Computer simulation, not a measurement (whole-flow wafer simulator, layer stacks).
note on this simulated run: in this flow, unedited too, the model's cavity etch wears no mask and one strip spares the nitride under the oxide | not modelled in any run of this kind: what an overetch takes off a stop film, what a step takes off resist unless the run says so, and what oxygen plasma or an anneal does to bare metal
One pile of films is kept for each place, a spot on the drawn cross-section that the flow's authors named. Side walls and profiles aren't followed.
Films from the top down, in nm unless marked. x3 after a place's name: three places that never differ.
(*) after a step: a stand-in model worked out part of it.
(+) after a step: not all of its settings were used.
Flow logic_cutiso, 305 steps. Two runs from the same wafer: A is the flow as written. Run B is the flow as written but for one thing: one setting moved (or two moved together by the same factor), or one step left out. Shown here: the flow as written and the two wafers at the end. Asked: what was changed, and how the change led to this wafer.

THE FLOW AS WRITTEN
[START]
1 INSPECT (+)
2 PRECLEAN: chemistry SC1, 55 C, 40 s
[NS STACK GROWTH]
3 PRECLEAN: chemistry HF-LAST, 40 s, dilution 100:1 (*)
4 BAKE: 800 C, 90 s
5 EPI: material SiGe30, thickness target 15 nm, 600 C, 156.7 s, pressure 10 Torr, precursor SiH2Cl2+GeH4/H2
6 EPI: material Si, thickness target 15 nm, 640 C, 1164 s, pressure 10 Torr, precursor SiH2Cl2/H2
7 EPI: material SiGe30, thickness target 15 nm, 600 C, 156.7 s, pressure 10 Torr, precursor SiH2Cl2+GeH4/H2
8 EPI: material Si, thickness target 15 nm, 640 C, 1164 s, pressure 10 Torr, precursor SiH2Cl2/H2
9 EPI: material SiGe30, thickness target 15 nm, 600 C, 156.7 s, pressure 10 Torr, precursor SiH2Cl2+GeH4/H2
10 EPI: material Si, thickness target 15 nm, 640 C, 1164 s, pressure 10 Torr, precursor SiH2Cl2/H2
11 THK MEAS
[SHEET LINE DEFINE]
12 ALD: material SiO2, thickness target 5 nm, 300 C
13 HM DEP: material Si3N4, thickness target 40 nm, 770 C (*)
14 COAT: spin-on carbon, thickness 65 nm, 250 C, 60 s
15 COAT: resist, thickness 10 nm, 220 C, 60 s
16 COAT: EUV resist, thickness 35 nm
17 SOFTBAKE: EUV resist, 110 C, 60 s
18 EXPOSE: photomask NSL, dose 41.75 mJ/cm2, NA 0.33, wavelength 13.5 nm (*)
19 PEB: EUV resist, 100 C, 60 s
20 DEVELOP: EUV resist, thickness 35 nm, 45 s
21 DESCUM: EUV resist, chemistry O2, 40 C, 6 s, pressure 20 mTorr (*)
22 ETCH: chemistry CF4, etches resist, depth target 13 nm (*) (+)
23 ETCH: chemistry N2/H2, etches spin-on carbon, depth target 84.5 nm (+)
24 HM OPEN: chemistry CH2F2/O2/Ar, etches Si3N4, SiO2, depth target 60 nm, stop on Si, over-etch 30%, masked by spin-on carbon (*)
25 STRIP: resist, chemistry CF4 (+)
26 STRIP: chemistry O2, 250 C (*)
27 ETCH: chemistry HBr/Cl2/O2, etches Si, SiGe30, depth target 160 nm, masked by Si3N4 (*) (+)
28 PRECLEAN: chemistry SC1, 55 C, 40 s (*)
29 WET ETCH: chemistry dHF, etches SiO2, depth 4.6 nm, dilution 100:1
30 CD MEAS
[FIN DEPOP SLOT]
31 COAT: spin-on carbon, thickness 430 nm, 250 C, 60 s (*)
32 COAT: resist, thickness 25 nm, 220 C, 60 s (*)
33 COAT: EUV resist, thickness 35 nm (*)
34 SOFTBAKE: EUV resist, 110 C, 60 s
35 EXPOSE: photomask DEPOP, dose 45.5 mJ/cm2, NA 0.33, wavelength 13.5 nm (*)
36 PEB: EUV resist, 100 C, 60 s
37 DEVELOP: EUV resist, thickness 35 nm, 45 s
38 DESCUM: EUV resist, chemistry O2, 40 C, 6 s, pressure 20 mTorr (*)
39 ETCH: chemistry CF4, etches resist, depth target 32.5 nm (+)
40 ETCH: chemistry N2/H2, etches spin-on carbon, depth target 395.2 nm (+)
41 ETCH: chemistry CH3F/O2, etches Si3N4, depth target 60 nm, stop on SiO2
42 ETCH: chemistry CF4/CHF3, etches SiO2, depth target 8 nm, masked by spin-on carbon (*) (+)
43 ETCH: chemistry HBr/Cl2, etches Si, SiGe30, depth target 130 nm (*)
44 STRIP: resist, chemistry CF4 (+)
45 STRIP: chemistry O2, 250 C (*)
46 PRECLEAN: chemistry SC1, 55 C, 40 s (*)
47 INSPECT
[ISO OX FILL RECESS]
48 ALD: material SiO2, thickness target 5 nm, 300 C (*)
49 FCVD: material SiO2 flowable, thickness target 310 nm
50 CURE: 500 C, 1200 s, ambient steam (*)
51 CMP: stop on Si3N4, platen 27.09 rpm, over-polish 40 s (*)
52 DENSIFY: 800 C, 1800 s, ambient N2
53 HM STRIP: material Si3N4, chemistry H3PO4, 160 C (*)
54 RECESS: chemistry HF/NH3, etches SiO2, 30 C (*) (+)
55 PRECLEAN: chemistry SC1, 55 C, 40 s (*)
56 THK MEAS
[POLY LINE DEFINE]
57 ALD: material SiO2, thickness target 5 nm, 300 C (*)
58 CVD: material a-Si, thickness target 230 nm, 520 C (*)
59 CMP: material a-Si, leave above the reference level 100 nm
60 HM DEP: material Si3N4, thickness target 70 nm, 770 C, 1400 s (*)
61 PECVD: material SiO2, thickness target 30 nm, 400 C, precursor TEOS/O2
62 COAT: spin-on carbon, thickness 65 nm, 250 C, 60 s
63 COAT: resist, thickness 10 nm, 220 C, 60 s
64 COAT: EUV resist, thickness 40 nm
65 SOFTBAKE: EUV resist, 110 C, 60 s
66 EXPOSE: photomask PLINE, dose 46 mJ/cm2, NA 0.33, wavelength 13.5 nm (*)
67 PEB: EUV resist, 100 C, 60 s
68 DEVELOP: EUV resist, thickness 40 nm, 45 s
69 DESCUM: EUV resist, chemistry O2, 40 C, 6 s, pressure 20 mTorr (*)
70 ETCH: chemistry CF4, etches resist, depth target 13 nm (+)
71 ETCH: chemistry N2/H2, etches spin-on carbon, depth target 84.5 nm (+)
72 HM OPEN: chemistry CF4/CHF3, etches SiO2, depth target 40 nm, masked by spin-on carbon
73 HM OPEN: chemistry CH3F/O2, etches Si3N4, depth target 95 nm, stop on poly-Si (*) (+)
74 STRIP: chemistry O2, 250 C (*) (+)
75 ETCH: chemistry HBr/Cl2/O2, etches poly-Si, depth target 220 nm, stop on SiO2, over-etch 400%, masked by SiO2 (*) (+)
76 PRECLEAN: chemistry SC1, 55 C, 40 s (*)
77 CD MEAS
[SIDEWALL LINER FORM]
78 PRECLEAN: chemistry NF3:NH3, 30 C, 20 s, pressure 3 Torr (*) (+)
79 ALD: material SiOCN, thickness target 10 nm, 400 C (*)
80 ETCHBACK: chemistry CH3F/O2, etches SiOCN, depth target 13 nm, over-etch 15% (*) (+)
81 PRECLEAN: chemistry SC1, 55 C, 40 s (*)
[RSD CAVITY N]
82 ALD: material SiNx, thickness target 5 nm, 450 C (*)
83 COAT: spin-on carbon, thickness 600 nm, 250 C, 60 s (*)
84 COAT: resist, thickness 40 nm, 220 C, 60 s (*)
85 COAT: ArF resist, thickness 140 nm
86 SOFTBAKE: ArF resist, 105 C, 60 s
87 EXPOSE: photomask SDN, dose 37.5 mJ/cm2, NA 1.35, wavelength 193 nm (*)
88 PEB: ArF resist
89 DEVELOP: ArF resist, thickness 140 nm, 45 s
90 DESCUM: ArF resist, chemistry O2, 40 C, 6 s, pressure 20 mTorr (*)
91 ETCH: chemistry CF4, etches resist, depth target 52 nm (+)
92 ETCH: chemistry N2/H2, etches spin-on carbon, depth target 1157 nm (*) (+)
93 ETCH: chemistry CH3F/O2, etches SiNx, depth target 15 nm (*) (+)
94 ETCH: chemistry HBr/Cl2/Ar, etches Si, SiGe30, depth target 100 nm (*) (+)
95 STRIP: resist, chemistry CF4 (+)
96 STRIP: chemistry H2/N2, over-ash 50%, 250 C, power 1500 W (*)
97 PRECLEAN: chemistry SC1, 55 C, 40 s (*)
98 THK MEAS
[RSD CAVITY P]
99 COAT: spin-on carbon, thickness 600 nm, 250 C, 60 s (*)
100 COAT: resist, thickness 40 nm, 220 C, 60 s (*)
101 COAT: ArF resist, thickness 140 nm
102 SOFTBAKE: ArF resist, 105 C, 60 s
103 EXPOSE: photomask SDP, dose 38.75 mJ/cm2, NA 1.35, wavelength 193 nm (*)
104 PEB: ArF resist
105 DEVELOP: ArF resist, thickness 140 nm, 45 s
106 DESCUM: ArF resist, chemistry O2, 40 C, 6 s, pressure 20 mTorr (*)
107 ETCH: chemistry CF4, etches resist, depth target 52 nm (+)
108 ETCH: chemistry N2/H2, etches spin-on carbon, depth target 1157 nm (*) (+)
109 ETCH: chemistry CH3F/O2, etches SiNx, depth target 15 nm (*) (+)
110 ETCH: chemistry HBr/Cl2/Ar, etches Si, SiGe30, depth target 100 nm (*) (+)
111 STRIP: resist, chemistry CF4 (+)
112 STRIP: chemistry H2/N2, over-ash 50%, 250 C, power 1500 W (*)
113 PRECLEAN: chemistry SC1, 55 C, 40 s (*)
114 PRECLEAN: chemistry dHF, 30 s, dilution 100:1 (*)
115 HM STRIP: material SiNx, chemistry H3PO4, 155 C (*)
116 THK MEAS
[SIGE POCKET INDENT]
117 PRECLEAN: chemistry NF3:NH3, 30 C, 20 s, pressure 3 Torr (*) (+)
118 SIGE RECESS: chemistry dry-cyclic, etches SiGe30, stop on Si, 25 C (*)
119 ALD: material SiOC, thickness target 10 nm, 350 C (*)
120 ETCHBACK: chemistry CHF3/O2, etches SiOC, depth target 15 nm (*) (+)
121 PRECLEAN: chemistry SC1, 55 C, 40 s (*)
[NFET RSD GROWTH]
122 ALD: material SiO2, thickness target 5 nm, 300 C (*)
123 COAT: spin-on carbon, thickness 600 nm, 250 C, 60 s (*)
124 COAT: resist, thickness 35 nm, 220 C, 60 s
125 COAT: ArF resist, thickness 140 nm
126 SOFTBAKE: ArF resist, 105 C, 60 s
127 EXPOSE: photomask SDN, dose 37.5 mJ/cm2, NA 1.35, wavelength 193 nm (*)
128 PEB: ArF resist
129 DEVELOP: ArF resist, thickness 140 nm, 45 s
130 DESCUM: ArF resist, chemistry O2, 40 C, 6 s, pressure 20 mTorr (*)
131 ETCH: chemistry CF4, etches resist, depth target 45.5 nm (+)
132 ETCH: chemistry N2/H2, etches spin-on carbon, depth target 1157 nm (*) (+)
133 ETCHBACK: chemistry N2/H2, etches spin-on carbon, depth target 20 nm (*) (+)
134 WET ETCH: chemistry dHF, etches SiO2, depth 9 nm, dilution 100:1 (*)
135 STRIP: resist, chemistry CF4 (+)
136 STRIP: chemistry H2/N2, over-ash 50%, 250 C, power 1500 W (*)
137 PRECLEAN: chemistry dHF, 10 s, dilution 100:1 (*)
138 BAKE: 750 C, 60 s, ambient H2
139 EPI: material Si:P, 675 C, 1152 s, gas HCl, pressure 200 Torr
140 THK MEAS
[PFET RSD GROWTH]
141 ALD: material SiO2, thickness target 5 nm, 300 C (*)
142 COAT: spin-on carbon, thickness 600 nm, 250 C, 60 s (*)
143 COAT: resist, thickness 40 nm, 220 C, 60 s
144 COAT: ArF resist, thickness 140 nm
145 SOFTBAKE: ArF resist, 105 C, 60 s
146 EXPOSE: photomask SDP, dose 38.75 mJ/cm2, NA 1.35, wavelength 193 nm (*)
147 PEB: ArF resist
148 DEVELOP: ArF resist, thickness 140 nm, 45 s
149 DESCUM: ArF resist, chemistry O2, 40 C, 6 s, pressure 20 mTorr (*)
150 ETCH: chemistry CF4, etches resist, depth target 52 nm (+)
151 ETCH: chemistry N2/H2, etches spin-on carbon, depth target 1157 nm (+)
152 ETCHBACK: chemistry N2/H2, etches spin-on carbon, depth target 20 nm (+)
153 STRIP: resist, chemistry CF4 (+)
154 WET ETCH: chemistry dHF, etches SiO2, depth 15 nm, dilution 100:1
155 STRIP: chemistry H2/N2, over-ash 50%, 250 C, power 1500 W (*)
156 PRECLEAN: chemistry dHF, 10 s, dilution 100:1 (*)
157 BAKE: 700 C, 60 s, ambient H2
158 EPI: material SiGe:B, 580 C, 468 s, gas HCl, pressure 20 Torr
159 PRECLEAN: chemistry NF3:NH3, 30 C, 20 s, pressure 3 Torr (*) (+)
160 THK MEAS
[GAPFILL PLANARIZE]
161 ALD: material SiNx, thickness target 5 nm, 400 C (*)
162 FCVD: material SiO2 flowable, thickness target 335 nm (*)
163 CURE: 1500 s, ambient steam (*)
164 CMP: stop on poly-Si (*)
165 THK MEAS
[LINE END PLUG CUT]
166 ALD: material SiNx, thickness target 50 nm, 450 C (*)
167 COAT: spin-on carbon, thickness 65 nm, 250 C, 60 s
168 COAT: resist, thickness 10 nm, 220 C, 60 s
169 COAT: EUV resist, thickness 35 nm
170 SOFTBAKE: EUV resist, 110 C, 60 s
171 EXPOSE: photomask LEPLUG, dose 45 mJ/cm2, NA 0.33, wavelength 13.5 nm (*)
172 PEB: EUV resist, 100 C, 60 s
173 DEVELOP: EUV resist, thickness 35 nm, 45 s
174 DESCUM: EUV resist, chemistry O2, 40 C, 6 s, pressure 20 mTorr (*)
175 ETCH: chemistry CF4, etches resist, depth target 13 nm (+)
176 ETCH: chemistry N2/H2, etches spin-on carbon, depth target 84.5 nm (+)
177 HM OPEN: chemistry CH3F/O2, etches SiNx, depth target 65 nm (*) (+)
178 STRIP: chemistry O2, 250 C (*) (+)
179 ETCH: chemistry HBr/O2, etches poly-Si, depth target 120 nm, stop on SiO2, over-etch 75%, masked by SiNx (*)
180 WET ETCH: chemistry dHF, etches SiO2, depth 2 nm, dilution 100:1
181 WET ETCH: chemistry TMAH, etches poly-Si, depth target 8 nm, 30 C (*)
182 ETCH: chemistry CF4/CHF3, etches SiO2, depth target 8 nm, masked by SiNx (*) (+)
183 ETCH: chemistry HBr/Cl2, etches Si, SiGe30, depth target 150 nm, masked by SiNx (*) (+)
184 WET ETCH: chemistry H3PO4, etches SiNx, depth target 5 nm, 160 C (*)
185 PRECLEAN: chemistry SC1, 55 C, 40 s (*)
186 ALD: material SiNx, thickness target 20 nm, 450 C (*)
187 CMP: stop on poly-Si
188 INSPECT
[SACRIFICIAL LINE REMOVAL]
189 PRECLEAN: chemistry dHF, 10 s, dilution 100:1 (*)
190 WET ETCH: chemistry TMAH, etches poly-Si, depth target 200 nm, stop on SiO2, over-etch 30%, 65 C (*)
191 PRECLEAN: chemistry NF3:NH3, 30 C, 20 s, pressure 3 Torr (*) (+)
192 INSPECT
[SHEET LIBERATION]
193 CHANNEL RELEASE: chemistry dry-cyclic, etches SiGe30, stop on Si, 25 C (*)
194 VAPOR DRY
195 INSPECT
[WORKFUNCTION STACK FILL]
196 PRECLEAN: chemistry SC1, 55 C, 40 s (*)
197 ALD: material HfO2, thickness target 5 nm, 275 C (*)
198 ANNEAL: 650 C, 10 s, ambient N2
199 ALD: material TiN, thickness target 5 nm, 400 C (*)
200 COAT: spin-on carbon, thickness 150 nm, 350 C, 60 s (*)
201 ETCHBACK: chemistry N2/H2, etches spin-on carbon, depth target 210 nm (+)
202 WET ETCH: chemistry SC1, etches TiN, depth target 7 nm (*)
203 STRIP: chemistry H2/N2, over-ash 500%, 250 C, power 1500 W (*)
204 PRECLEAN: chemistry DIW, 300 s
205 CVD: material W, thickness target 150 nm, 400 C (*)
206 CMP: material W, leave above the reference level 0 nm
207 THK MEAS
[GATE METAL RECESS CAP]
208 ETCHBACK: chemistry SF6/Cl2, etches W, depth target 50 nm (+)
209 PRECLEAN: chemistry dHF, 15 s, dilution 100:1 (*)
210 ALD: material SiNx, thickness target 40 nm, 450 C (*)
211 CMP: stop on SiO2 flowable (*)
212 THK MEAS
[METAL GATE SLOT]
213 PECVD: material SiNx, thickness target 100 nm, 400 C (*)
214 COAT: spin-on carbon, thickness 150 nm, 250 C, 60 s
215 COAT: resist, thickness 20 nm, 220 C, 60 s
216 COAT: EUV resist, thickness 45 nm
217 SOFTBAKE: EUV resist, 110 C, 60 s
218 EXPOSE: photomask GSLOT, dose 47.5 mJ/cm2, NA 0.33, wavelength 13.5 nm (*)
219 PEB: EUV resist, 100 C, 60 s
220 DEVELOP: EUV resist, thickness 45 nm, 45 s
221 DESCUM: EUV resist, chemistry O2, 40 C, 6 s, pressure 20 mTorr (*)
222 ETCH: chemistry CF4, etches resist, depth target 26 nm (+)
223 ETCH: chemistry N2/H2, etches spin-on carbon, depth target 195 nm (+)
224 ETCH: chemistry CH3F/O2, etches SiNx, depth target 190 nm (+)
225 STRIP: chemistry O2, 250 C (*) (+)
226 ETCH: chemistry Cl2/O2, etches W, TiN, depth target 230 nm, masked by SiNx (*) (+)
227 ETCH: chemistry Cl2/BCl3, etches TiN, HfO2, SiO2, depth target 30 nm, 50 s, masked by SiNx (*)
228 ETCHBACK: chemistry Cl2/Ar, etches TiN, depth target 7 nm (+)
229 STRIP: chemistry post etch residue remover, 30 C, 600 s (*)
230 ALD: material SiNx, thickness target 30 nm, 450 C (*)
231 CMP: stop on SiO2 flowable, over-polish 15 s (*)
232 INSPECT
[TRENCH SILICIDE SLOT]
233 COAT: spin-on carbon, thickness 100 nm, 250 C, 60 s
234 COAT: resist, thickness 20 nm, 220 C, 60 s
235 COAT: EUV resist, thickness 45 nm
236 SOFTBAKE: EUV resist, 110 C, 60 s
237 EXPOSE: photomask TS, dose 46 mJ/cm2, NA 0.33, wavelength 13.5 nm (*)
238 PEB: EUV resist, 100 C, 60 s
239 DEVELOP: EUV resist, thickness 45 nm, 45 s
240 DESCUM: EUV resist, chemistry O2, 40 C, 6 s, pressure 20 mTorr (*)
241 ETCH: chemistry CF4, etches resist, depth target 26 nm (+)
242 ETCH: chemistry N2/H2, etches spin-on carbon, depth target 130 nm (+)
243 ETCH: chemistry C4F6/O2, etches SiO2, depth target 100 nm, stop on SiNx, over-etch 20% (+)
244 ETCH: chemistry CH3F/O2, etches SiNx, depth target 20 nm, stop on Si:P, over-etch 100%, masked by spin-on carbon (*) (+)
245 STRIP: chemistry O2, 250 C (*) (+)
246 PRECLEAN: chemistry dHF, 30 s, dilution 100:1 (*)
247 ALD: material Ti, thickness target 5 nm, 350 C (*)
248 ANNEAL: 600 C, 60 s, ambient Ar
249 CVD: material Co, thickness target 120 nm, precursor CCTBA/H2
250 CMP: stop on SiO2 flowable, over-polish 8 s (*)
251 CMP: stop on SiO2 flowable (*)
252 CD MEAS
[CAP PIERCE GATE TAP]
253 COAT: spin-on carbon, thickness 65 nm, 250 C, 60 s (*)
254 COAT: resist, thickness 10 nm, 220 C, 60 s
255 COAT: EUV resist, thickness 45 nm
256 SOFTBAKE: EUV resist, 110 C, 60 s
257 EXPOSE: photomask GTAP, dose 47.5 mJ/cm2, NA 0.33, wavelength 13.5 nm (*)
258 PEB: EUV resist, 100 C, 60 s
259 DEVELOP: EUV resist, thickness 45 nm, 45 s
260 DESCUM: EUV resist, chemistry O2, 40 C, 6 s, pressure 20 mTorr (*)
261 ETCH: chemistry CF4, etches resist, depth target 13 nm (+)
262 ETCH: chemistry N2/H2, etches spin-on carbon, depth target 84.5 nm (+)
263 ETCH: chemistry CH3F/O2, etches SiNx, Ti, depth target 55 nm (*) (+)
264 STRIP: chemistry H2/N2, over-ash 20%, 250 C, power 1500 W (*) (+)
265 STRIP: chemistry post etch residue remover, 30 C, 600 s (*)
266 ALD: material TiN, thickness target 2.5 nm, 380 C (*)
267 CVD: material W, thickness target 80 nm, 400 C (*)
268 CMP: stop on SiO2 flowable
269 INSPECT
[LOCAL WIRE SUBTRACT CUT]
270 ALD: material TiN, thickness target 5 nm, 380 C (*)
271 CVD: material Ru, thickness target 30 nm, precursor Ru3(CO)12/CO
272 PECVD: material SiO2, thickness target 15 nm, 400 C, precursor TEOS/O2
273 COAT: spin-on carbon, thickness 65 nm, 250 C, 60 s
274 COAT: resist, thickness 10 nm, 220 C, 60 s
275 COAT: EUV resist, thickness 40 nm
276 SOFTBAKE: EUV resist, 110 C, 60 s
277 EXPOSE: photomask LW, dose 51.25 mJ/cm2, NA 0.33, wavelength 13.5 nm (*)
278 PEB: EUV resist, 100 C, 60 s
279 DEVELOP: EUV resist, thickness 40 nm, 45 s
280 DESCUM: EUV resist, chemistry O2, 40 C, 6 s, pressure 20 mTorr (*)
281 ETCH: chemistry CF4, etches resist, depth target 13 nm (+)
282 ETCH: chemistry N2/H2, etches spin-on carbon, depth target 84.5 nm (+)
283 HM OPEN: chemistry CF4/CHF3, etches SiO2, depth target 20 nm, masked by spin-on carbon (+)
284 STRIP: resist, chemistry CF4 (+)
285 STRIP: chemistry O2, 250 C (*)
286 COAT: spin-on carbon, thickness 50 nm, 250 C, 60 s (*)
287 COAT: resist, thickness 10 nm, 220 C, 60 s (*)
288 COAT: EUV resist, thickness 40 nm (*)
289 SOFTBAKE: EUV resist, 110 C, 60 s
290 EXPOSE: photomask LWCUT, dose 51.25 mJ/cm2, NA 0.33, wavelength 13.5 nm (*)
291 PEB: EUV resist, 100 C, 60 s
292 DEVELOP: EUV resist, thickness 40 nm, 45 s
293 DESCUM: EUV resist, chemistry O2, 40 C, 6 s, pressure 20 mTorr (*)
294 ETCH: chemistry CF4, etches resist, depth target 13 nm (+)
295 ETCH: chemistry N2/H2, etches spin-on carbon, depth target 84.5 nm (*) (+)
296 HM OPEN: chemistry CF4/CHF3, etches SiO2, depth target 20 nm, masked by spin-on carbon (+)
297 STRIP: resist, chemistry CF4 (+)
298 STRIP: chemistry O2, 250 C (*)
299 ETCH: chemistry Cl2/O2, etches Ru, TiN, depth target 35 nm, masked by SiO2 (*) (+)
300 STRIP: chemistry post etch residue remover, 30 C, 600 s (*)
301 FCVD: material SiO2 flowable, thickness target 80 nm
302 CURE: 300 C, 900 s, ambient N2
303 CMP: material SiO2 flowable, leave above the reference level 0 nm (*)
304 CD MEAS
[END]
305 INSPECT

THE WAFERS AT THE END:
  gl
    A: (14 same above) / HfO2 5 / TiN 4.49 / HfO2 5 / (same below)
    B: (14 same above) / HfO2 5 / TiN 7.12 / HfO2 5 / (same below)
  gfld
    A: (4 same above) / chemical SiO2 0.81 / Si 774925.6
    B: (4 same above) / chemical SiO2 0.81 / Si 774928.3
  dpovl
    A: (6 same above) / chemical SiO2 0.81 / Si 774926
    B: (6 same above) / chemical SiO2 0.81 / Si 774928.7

The cause: step 7, EPI: thickness target 17.6 nm was run, where the flow has thickness target 15 nm; step 7, EPI: 184.1 s was run, where the flow has 156.7 s.

How the change led to this, step by step:
  7 EPI: material SiGe30, thickness target 15 nm, 600 C, 156.7 s, pressure 10 Torr, precursor SiH2Cl2+GeH4/H2
      depop, dpovl, gfld and 19 more: A SiGe30 +15 (new film) | B SiGe30 +17.6 (new film)
  27 ETCH: chemistry HBr/Cl2/O2, etches Si, SiGe30, depth target 160 nm, masked by Si3N4 (*) (+)
      gfld, gxf, iso, lnri: A chemical SiO2 -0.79 (all of it), Si -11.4 (all of it), SiGe30 -15 (all of it), Si -15 (all of it), SiGe30 -15 (all of it), Si -15 (all of it), SiGe30 -15 (all of it), Si -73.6 | B chemical SiO2 -0.79 (all of it), Si -11.4 (all of it), SiGe30 -15 (all of it), Si -15 (all of it), SiGe30 -17.6 (all of it), Si -15 (all of it), SiGe30 -15 (all of it), Si -71
      dpovl, nsgap: A chemical SiO2 -0.79 (all of it), Si -11.8 (all of it), SiGe30 -15 (all of it), Si -15 (all of it), SiGe30 -15 (all of it), Si -15 (all of it), SiGe30 -15 (all of it), Si -73.2 | B chemical SiO2 -0.79 (all of it), Si -11.8 (all of it), SiGe30 -15 (all of it), Si -15 (all of it), SiGe30 -17.6 (all of it), Si -15 (all of it), SiGe30 -15 (all of it), Si -70.6
      (and at 1 more place)
  43 ETCH: chemistry HBr/Cl2, etches Si, SiGe30, depth target 130 nm (*)
      depop: A Si -14 (all of it), SiGe30 -15 (all of it), Si -15 (all of it), SiGe30 -15 (all of it), Si -15 (all of it), SiGe30 -15 (all of it), Si -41 | B Si -14 (all of it), SiGe30 -15 (all of it), Si -15 (all of it), SiGe30 -17.6 (all of it), Si -15 (all of it), SiGe30 -15 (all of it), Si -38.3
  94 ETCH: chemistry HBr/Cl2/Ar, etches Si, SiGe30, depth target 100 nm (*) (+)
      rsdn, rsdx: A chemical SiO2 -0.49 (all of it), Si -12.8 (all of it), SiGe30 -15 (all of it), Si -15 (all of it), SiGe30 -15 (all of it), Si -15 (all of it), SiGe30 -15 (all of it), Si -12.2 | B chemical SiO2 -0.49 (all of it), Si -12.8 (all of it), SiGe30 -15 (all of it), Si -15 (all of it), SiGe30 -17.6 (all of it), Si -15 (all of it), SiGe30 -15 (all of it), Si -9.54
  110 ETCH: chemistry HBr/Cl2/Ar, etches Si, SiGe30, depth target 100 nm (*) (+)
      rsdp, rsdw: A chemical SiO2 -0.49 (all of it), Si -12.8 (all of it), SiGe30 -15 (all of it), Si -15 (all of it), SiGe30 -15 (all of it), Si -15 (all of it), SiGe30 -15 (all of it), Si -12.2 | B chemical SiO2 -0.49 (all of it), Si -12.8 (all of it), SiGe30 -15 (all of it), Si -15 (all of it), SiGe30 -17.6 (all of it), Si -15 (all of it), SiGe30 -15 (all of it), Si -9.54
  118 SIGE RECESS: chemistry dry-cyclic, etches SiGe30, stop on Si, 25 C (*)
      lnr, lnrp, lnrt: A SiOCN -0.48, Si -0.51, cavity +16 (new film), SiGe30 -15 (all of it), Si -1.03, cavity +16 (new film), SiGe30 -15 (all of it), Si -1.03, cavity +16 (new film), SiGe30 -15 (all of it), Si -0.51 | B SiOCN -0.48, Si -0.51, cavity +16 (new film), SiGe30 -15 (all of it), Si -1.03, cavity +18.7 (new film), SiGe30 -17.6 (all of it), Si -1.03, cavity +16 (new film), SiGe30 -15 (all of it), Si -0.51
  119 ALD: material SiOC, thickness target 10 nm, 350 C (*)
      lnr, lnrp, lnrt: A SiOC +10 (new film), SiOC +16 (new film), cavity -16 (all of it), SiOC +16 (new film), cavity -16 (all of it), SiOC +16 (new film), cavity -16 (all of it) | B SiOC +10 (new film), SiOC +16 (new film), cavity -16 (all of it), SiOC +18.7 (new film), cavity -18.7 (all of it), SiOC +16 (new film), cavity -16 (all of it)
  183 ETCH: chemistry HBr/Cl2, etches Si, SiGe30, depth target 150 nm, masked by SiNx (*) (+)
      plug: A Si -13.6 (all of it), SiGe30 -15 (all of it), Si -15 (all of it), SiGe30 -15 (all of it), Si -15 (all of it), SiGe30 -15 (all of it), Si -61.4 | B Si -13.6 (all of it), SiGe30 -15 (all of it), Si -15 (all of it), SiGe30 -17.6 (all of it), Si -15 (all of it), SiGe30 -15 (all of it), Si -58.8
  193 CHANNEL RELEASE: chemistry dry-cyclic, etches SiGe30, stop on Si, 25 C (*)
      gl, glp, gxn, gxp, ns, tap: A chemical SiO2 +0.8 (new film), Si -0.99, chemical SiO2 +0.8 (new film), cavity +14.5 (new film), chemical SiO2 +0.8 (new film), SiGe30 -15 (all of it), Si -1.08, chemical SiO2 +0.8 (new film), cavity +14.5 (new film), chemical SiO2 +0.8 (new film), SiGe30 -15 (all of it), Si -1.08, chemical SiO2 +0.8 (new film), cavity +14.5 (new film), chemical SiO2 +0.8 (new film), SiGe30 -15 (all of it), Si -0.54 | B chemical SiO2 +0.8 (new film), Si -0.99, chemical SiO2 +0.8 (new film), cavity +14.5 (new film), chemical SiO2 +0.8 (new film), SiGe30 -15 (all of it), Si -1.08, chemical SiO2 +0.8 (new film), cavity +17.1 (new film), chemical SiO2 +0.8 (new film), SiGe30 -17.6 (all of it), Si -1.08, chemical SiO2 +0.8 (new film), cavity +14.5 (new film), chemical SiO2 +0.8 (new film), SiGe30 -15 (all of it), Si -0.54
  199 ALD: material TiN, thickness target 5 nm, 400 C (*)
      gl, glp, tap: A TiN +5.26 (new film), TiN +4.49 (new film), cavity -4.49 (all of it), TiN +4.49 (new film), cavity -4.49 (all of it), TiN +4.49 (new film), cavity -4.49 (all of it) | B TiN +5.26 (new film), TiN +4.49 (new film), cavity -4.49 (all of it), TiN +7.12 (new film), cavity -7.12 (all of it), TiN +4.49 (new film), cavity -4.49 (all of it)
      gxn, gxp, ns: A TiN +5 (new film), TiN +4.49 (new film), cavity -4.49 (all of it), TiN +4.49 (new film), cavity -4.49 (all of it), TiN +4.49 (new film), cavity -4.49 (all of it) | B TiN +5 (new film), TiN +4.49 (new film), cavity -4.49 (all of it), TiN +7.12 (new film), cavity -7.12 (all of it), TiN +4.49 (new film), cavity -4.49 (all of it)
